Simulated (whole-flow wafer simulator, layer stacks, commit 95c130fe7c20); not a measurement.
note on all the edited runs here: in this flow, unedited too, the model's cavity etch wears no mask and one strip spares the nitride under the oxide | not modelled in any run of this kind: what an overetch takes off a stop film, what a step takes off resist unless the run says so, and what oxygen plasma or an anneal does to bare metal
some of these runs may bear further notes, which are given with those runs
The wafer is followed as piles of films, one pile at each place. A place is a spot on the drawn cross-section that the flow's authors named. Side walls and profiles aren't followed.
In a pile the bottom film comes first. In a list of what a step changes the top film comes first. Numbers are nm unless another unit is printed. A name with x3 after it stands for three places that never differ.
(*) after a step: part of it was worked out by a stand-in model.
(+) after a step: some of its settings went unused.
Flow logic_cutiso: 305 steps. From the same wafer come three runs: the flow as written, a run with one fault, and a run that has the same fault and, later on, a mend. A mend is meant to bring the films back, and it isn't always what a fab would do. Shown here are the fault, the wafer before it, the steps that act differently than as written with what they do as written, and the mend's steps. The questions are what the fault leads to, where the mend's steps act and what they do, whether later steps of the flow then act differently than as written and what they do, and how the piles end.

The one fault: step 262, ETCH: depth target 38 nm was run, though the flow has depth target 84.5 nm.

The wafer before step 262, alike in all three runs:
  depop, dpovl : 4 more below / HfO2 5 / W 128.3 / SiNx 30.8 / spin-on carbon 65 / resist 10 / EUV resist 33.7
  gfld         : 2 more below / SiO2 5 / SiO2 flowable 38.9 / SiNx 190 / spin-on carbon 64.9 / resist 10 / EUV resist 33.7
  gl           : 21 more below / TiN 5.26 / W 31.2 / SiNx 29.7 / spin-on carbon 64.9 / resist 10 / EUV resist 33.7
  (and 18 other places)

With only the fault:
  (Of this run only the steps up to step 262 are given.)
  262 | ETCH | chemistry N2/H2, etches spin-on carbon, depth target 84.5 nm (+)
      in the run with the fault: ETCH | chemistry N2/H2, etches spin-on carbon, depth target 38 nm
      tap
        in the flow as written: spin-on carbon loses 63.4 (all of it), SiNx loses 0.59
        in the run with the fault: spin-on carbon loses 38
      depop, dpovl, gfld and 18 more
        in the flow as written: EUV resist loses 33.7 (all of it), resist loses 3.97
        in the run with the fault: EUV resist loses 33.7 (all of it), resist loses 0.87
  After step 262, at depop, dpovl, gfld and 19 more, the piles differ from the flow's by more than 2% or 0.5 nm, whichever is larger.
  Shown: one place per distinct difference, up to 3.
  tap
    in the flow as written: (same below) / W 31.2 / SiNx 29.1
    in the run with the fault: (same below) / W 31.2 / SiNx 29.7 / spin-on carbon 25.4
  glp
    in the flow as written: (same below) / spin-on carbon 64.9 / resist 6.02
    in the run with the fault: (same below) / spin-on carbon 64.9 / resist 9.12
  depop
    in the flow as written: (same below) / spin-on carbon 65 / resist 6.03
    in the run with the fault: (same below) / spin-on carbon 65 / resist 9.13

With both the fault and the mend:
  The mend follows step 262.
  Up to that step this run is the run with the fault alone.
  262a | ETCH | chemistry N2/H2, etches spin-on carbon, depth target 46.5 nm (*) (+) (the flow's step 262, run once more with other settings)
      depop, dpovl, gfld and 18 more
        resist loses 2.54
      tap
        spin-on carbon loses 25.4 (all of it), SiNx loses 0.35
  Steps further on in the flow that do not act as written (1 more step, not shown, differs only slightly: by at most 2% or 0.5 nm, whichever is larger):
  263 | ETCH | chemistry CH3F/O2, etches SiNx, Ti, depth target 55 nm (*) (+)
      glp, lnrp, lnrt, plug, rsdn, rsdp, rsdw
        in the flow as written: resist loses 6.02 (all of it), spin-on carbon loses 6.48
        in the run with the mend: resist loses 6.58 (all of it), spin-on carbon loses 5.31
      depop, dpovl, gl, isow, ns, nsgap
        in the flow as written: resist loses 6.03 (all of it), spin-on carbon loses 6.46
        in the run with the mend: resist loses 6.59 (all of it), spin-on carbon loses 5.29
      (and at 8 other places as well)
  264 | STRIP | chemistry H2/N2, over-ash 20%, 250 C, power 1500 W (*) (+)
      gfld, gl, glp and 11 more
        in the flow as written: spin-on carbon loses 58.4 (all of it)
        in the run with the mend: spin-on carbon loses 59.6 (all of it)
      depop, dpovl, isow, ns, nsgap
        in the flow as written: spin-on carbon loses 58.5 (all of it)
        in the run with the mend: spin-on carbon loses 59.7 (all of it)
  By the end, the piles equal the flow's at every place that both follow.
